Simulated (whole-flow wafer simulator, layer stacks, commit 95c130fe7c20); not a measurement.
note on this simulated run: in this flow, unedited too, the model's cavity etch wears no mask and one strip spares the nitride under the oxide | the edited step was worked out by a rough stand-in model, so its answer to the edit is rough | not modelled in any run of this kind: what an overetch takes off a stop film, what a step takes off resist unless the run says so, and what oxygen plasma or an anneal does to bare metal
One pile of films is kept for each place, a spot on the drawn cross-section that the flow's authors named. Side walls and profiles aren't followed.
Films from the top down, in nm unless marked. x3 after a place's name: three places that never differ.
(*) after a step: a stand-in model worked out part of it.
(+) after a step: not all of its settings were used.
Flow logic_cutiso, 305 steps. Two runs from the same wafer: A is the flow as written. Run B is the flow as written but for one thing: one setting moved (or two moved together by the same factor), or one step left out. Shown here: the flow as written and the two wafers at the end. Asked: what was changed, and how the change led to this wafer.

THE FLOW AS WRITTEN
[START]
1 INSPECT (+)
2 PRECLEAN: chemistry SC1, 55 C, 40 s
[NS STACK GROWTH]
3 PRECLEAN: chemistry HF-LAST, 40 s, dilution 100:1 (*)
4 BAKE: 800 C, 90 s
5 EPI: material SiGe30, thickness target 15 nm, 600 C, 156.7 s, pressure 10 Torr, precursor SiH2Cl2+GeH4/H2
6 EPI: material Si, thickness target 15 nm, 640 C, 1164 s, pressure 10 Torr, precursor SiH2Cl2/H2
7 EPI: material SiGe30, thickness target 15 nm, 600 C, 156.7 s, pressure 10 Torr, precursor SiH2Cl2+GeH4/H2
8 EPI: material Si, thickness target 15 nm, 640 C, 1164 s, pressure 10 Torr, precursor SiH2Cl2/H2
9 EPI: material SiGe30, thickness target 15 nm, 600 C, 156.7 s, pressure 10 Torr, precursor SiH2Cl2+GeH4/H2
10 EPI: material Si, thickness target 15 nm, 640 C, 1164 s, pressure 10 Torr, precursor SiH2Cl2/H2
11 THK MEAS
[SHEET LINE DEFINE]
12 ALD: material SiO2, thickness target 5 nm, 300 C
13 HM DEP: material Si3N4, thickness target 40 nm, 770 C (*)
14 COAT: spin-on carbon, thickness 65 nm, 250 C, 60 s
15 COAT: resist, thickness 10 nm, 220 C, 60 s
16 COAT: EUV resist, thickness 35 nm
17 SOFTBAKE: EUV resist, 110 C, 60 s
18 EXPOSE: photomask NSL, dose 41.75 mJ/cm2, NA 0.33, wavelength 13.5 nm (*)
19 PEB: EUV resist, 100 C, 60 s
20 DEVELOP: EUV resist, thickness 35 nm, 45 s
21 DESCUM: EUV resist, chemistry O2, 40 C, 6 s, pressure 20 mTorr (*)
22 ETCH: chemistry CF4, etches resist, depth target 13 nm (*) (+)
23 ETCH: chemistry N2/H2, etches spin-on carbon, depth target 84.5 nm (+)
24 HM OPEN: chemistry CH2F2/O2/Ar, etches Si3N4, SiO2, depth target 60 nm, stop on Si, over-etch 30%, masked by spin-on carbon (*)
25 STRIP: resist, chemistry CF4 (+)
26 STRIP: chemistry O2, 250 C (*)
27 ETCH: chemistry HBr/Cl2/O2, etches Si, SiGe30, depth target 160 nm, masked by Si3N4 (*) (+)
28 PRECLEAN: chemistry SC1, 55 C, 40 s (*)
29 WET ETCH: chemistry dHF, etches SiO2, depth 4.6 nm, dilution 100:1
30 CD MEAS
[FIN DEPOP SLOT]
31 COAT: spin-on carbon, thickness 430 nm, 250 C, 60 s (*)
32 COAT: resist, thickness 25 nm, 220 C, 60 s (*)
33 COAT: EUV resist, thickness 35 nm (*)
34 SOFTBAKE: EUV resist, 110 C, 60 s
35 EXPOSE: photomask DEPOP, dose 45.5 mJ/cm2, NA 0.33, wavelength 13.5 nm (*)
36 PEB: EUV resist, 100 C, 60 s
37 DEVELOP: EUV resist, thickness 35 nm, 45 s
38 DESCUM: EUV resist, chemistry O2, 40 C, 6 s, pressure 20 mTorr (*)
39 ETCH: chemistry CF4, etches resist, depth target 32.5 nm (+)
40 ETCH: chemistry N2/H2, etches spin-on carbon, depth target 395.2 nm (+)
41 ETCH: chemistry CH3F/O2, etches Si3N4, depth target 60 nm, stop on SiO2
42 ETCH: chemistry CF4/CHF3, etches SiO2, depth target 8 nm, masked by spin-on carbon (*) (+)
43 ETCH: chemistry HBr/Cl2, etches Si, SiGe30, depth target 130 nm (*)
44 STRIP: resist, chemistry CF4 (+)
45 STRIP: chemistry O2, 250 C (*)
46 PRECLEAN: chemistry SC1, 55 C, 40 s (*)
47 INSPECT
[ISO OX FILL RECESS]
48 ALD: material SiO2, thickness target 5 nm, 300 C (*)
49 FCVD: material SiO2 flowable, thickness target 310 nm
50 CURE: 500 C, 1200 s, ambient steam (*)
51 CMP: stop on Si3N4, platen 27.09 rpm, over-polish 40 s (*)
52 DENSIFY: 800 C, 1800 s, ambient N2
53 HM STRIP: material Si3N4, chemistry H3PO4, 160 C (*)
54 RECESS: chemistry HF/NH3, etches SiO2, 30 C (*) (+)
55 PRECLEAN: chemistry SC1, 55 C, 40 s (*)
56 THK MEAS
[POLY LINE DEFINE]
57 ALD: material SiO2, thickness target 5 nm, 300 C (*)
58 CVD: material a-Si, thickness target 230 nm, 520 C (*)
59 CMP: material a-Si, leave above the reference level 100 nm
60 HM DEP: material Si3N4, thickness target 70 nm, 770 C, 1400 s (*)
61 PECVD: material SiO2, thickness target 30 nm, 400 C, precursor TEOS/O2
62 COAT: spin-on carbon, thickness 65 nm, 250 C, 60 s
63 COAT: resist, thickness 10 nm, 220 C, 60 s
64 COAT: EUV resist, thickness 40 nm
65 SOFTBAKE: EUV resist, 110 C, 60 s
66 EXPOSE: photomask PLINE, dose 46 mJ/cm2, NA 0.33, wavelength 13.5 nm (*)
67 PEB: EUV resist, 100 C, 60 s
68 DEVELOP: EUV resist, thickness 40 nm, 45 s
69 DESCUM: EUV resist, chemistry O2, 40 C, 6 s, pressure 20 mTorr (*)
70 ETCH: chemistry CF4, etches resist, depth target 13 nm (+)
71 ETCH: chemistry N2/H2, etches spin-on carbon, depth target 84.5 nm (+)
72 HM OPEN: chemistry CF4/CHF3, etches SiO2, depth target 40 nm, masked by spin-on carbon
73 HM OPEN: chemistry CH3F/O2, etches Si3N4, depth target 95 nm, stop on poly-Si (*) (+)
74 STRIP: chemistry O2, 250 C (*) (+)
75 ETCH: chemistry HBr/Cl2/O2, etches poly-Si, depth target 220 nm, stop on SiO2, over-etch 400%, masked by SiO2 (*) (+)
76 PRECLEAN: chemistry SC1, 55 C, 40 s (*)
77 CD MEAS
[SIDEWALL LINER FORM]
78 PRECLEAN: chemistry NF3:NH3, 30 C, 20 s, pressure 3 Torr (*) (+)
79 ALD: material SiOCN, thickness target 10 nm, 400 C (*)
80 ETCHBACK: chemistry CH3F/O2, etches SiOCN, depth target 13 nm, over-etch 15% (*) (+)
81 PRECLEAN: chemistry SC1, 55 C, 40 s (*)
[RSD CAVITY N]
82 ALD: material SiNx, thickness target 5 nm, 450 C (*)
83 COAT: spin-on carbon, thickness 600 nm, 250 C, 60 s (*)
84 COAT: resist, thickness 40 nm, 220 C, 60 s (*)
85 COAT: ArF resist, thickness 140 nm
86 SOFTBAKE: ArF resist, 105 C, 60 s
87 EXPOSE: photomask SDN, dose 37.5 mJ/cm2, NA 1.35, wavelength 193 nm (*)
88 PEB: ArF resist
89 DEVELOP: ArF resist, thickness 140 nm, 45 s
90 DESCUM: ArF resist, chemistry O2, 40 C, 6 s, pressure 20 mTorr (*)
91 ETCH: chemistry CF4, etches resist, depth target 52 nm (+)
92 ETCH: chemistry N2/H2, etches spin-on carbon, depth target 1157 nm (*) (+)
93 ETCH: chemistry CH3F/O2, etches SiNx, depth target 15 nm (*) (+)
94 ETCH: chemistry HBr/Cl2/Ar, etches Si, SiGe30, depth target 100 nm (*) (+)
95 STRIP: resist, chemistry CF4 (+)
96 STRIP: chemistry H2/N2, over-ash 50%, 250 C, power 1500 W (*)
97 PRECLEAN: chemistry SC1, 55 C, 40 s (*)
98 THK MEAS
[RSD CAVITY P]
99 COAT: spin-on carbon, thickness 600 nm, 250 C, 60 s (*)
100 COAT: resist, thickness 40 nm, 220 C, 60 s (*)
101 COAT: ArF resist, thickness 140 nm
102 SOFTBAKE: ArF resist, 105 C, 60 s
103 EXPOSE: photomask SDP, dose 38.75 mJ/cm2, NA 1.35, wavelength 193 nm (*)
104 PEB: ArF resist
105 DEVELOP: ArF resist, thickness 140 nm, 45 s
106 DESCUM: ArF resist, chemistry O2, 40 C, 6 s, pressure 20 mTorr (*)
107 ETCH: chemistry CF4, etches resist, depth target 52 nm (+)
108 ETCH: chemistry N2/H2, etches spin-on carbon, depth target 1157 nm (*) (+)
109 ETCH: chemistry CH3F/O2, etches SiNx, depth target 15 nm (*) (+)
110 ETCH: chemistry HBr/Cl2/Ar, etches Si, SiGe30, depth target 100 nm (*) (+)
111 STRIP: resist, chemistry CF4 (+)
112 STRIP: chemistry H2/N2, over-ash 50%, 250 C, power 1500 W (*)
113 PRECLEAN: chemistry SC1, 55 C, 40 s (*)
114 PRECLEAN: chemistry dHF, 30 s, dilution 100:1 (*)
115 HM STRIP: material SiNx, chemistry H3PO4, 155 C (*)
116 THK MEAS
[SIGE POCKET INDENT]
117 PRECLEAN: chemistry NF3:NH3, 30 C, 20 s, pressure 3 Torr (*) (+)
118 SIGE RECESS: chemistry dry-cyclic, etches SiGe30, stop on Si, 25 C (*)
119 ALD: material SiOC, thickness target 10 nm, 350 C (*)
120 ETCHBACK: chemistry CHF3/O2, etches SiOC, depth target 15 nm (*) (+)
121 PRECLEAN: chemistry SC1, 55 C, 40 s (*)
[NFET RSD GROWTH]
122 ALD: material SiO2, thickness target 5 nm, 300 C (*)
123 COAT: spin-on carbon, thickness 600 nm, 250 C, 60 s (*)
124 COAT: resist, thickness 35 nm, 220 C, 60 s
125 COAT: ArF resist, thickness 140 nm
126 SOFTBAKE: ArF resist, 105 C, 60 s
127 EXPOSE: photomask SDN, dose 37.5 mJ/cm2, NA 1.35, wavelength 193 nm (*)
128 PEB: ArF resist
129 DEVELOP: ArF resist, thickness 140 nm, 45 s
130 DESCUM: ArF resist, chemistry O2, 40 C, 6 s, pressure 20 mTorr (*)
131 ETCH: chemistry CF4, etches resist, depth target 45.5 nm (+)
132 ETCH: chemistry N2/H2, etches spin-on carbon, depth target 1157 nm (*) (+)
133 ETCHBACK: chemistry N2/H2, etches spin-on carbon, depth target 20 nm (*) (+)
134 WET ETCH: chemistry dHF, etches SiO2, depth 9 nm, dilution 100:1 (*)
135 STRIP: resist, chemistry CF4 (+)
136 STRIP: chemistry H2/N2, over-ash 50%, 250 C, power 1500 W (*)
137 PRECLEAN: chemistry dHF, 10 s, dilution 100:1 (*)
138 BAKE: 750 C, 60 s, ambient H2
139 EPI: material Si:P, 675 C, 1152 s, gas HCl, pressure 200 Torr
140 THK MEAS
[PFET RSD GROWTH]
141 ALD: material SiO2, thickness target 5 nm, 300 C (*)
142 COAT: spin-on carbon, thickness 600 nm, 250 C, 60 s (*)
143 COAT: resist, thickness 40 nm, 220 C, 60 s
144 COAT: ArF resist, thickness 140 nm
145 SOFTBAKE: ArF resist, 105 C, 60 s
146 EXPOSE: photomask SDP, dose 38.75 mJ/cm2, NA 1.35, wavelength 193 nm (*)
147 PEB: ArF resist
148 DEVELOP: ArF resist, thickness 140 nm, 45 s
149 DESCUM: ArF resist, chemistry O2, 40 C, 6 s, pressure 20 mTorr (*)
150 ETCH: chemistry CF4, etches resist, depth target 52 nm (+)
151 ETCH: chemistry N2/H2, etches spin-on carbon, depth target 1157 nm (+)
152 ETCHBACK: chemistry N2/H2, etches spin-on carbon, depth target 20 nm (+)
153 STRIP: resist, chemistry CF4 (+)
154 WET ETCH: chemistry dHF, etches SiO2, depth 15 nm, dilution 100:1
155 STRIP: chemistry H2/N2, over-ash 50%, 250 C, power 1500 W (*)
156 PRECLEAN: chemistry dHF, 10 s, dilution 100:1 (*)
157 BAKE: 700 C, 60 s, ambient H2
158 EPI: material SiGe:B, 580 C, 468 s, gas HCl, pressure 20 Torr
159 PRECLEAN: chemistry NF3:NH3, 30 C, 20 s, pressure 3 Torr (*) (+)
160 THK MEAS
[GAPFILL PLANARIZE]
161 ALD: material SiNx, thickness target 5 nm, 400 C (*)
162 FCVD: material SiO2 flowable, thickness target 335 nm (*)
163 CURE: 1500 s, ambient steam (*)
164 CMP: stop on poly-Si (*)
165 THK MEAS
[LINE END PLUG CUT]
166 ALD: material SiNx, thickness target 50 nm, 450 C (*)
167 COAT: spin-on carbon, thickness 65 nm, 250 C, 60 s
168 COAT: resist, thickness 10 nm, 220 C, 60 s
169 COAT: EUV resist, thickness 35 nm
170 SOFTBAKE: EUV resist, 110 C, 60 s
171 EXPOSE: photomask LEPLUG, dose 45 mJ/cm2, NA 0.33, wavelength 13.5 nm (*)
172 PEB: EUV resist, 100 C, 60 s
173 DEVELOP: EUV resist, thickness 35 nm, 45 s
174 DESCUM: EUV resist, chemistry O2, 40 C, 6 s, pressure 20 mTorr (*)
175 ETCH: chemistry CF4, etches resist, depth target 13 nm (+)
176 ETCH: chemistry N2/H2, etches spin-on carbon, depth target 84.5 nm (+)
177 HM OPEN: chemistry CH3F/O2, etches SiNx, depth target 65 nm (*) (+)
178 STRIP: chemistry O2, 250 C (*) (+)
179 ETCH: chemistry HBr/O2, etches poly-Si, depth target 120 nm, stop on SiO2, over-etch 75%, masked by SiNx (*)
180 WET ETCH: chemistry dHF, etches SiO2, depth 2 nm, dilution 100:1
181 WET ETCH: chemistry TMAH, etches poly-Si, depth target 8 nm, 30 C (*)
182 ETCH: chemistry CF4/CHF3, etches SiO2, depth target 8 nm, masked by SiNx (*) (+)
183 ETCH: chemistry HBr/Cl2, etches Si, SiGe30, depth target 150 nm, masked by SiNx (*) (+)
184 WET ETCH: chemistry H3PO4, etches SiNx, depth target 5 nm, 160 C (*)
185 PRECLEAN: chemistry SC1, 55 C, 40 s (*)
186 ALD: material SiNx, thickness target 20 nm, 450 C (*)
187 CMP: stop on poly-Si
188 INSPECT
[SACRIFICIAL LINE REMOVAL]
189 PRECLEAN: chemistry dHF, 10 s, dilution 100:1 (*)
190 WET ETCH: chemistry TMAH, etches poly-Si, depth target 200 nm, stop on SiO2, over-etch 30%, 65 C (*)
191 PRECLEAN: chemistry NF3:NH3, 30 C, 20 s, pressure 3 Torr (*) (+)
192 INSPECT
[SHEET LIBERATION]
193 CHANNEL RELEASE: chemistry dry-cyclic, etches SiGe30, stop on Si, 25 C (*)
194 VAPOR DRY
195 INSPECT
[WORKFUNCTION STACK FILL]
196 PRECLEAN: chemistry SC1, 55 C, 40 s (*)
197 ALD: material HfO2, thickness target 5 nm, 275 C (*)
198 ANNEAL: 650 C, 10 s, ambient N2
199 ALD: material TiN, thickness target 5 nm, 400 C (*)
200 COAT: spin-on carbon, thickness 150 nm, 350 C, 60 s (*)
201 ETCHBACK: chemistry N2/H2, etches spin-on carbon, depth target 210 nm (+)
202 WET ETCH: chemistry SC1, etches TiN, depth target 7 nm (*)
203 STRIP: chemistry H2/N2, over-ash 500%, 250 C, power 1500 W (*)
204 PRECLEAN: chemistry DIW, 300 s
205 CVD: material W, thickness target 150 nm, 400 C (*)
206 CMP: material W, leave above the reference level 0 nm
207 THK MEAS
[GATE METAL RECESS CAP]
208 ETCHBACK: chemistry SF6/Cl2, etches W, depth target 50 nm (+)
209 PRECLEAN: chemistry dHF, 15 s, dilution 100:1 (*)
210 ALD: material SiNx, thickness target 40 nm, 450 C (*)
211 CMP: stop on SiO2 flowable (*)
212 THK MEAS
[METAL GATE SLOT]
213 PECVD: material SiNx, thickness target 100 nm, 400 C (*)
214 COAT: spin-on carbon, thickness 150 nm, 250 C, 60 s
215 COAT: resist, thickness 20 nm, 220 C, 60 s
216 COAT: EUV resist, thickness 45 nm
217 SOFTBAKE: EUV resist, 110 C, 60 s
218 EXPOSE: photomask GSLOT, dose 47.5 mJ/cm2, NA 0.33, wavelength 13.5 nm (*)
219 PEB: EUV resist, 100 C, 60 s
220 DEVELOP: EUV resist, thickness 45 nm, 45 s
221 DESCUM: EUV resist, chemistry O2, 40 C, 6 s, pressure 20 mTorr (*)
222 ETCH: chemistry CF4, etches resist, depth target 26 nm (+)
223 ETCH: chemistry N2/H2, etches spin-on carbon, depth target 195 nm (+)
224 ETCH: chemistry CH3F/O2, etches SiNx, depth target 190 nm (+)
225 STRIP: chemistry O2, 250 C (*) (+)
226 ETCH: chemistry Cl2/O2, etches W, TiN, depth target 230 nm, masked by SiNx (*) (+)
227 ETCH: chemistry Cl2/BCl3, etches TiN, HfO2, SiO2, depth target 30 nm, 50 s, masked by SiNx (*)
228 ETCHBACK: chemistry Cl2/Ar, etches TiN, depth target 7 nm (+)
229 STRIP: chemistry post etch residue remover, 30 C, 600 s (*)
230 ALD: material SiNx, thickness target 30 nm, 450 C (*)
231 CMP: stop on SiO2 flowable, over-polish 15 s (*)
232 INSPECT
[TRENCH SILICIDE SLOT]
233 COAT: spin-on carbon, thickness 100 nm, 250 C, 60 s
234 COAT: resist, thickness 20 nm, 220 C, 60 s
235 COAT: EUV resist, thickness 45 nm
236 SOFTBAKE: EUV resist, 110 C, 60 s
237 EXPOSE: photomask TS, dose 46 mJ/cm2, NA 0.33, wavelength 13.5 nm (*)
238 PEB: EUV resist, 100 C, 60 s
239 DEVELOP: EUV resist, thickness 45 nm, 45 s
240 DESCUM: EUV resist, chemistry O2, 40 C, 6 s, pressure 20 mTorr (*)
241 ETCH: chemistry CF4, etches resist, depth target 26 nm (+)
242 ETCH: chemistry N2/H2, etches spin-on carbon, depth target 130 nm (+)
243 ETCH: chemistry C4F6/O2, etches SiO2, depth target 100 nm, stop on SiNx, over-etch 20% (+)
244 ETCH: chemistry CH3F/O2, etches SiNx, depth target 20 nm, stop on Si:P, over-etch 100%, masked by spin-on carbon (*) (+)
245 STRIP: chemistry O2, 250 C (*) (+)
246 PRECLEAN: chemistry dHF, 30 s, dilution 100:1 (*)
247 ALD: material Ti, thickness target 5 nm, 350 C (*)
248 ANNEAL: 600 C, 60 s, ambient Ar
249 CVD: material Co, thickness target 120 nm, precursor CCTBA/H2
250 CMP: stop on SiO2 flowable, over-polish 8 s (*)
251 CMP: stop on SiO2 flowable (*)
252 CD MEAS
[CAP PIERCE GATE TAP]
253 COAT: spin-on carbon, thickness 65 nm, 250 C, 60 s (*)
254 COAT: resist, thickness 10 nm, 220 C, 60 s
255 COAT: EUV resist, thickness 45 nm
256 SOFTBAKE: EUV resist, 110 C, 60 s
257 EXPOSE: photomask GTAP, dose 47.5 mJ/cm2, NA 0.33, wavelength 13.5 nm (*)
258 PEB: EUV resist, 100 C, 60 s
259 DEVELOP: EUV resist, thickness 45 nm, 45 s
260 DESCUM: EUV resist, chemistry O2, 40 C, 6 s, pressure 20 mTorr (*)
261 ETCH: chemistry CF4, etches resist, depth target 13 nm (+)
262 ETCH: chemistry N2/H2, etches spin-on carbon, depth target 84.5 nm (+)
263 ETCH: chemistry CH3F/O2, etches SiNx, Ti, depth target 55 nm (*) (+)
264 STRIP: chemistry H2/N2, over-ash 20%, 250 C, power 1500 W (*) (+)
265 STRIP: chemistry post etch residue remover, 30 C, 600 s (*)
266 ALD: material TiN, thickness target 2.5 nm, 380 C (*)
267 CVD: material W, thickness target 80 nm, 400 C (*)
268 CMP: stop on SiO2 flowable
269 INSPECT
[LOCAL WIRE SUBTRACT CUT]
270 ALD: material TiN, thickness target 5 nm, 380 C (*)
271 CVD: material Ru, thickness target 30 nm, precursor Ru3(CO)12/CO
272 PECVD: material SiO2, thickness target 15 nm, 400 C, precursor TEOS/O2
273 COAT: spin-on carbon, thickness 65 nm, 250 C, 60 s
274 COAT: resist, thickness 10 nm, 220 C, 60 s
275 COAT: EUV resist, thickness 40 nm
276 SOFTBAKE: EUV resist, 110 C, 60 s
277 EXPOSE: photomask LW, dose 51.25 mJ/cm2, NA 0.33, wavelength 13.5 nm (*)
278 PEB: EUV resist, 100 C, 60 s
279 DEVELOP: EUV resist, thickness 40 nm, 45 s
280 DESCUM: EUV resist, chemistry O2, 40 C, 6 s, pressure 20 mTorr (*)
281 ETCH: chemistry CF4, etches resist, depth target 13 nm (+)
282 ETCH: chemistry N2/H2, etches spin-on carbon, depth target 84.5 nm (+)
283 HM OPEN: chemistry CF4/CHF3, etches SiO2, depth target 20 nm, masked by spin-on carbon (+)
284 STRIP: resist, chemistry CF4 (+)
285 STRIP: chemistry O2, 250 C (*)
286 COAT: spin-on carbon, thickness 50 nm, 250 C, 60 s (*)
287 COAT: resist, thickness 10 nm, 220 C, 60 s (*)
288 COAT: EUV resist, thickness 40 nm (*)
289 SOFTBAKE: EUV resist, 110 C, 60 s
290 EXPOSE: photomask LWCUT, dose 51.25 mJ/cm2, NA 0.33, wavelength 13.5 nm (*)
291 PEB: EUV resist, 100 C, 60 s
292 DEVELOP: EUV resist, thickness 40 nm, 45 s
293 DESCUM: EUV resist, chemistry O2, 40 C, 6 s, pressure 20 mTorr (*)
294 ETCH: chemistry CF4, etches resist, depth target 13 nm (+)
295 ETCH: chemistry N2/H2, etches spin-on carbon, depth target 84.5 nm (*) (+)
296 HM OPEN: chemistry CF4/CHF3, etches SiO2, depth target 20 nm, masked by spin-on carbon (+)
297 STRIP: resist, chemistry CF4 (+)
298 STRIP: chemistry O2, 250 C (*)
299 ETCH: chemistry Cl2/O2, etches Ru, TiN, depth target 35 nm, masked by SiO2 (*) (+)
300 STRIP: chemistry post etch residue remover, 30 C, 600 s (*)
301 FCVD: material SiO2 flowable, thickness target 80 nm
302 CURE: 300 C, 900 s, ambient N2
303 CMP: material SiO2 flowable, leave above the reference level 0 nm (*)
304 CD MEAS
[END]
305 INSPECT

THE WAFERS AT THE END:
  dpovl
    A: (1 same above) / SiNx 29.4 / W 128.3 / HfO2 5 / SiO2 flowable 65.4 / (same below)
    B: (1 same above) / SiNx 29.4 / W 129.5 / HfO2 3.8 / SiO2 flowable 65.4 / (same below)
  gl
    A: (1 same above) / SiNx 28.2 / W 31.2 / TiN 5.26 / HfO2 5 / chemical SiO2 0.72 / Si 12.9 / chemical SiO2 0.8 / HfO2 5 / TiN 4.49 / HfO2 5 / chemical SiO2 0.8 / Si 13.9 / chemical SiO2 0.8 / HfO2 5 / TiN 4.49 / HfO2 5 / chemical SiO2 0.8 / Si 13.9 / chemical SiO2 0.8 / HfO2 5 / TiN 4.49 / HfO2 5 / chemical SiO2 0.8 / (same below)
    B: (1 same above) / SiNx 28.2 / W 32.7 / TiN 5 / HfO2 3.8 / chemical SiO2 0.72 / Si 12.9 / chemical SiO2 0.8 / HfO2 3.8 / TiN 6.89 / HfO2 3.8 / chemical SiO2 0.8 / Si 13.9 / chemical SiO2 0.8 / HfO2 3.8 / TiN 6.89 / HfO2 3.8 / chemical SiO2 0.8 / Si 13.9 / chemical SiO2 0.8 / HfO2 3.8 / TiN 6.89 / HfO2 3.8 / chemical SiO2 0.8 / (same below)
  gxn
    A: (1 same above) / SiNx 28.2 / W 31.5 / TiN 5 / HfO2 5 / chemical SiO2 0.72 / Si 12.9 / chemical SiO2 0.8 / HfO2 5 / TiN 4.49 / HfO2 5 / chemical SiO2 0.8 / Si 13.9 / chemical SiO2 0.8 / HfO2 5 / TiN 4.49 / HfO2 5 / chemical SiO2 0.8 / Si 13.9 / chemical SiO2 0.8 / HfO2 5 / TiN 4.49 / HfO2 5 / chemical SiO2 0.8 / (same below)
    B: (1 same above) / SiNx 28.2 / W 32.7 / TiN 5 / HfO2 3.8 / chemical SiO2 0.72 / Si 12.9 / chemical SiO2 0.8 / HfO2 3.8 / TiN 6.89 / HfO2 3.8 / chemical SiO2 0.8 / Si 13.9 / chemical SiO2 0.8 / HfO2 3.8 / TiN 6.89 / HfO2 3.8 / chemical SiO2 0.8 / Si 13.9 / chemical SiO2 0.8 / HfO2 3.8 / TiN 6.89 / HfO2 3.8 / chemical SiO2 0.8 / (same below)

The cause: step 197, ALD: thickness target 3.8 nm was run, where the flow has thickness target 5 nm.
It can be read off the wafer: dpovl has HfO2 3.8, and step 197 as written asks for 5 nm.

How the change led to this, step by step:
  197 ALD: material HfO2, thickness target 5 nm, 275 C (*)
      depop, dpovl, gfld and 12 more: A HfO2 +5 (new film) | B HfO2 +3.8 (new film)
      gl, glp, gxn, gxp, ns, tap: A HfO2 +5 (new film), HfO2 +5 (new film), cavity -10, HfO2 +5 (new film), HfO2 +5 (new film), cavity -10, HfO2 +5 (new film), HfO2 +5 (new film), cavity -10, HfO2 +5 (new film) | B HfO2 +3.8 (new film), HfO2 +3.8 (new film), cavity -7.6, HfO2 +3.8 (new film), HfO2 +3.8 (new film), cavity -7.6, HfO2 +3.8 (new film), HfO2 +3.8 (new film), cavity -7.6, HfO2 +3.8 (new film)
      (and at 1 more place)
  199 ALD: material TiN, thickness target 5 nm, 400 C (*)
      gl, glp, tap: A TiN +5.26 (new film), TiN +4.49 (new film), cavity -4.49 (all of it), TiN +4.49 (new film), cavity -4.49 (all of it), TiN +4.49 (new film), cavity -4.49 (all of it) | B TiN +5 (new film), TiN +6.89 (new film), cavity -6.89 (all of it), TiN +6.89 (new film), cavity -6.89 (all of it), TiN +6.89 (new film), cavity -6.89 (all of it)
      gxn, gxp, ns: A TiN +5 (new film), TiN +4.49 (new film), cavity -4.49 (all of it), TiN +4.49 (new film), cavity -4.49 (all of it), TiN +4.49 (new film), cavity -4.49 (all of it) | B TiN +5 (new film), TiN +6.89 (new film), cavity -6.89 (all of it), TiN +6.89 (new film), cavity -6.89 (all of it), TiN +6.89 (new film), cavity -6.89 (all of it)
      (and at 2 more places)
  200 COAT: spin-on carbon, thickness 150 nm, 350 C, 60 s (*)
      lnr, lnrp: A spin-on carbon +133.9 (new film) | B spin-on carbon +130.5 (new film)
      rsdn, rsdw: A spin-on carbon +145.8 (new film) | B spin-on carbon +142.2 (new film)
      (and at 7 more places)
  201 ETCHBACK: chemistry N2/H2, etches spin-on carbon, depth target 210 nm (+)
      lnr, lnrp: A spin-on carbon -133.9 (all of it) | B spin-on carbon -130.5 (all of it)
      rsdn, rsdw: A spin-on carbon -145.8 (all of it) | B spin-on carbon -142.2 (all of it)
      (and at 7 more places)
  203 STRIP: chemistry H2/N2, over-ash 500%, 250 C, power 1500 W (*)
      gl, glp: A spin-on carbon -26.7 (all of it) | B spin-on carbon -23.4 (all of it)
      gxn, gxp: A spin-on carbon -26.8 (all of it) | B spin-on carbon -23.1 (all of it)
      (and at 3 more places)
  206 CMP: material W, leave above the reference level 0 nm
      lnr, lnri, lnrp, lnrt: A W -150 (all of it), HfO2 -5 (all of it), SiOCN -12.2 | B W -150 (all of it), HfO2 -3.8 (all of it), SiOCN -12.2
      rsdn, rsdp, rsdw, rsdx: A W -162.2 (all of it), HfO2 -5 (all of it) | B W -162.2 (all of it), HfO2 -3.8 (all of it)
      (and at 2 more places)
  226 ETCH: chemistry Cl2/O2, etches W, TiN, depth target 230 nm, masked by SiNx (*) (+)
      gfld: A W -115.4 (all of it), TiN -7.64 (all of it), HfO2 -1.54 | B W -115.4 (all of it), TiN -8.84 (all of it), HfO2 -1.55
  227 ETCH: chemistry Cl2/BCl3, etches TiN, HfO2, SiO2, depth target 30 nm, 50 s, masked by SiNx (*)
      gfld: A HfO2 -3.46 (all of it), SiO2 flowable -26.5 | B HfO2 -2.25 (all of it), SiO2 flowable -27.8
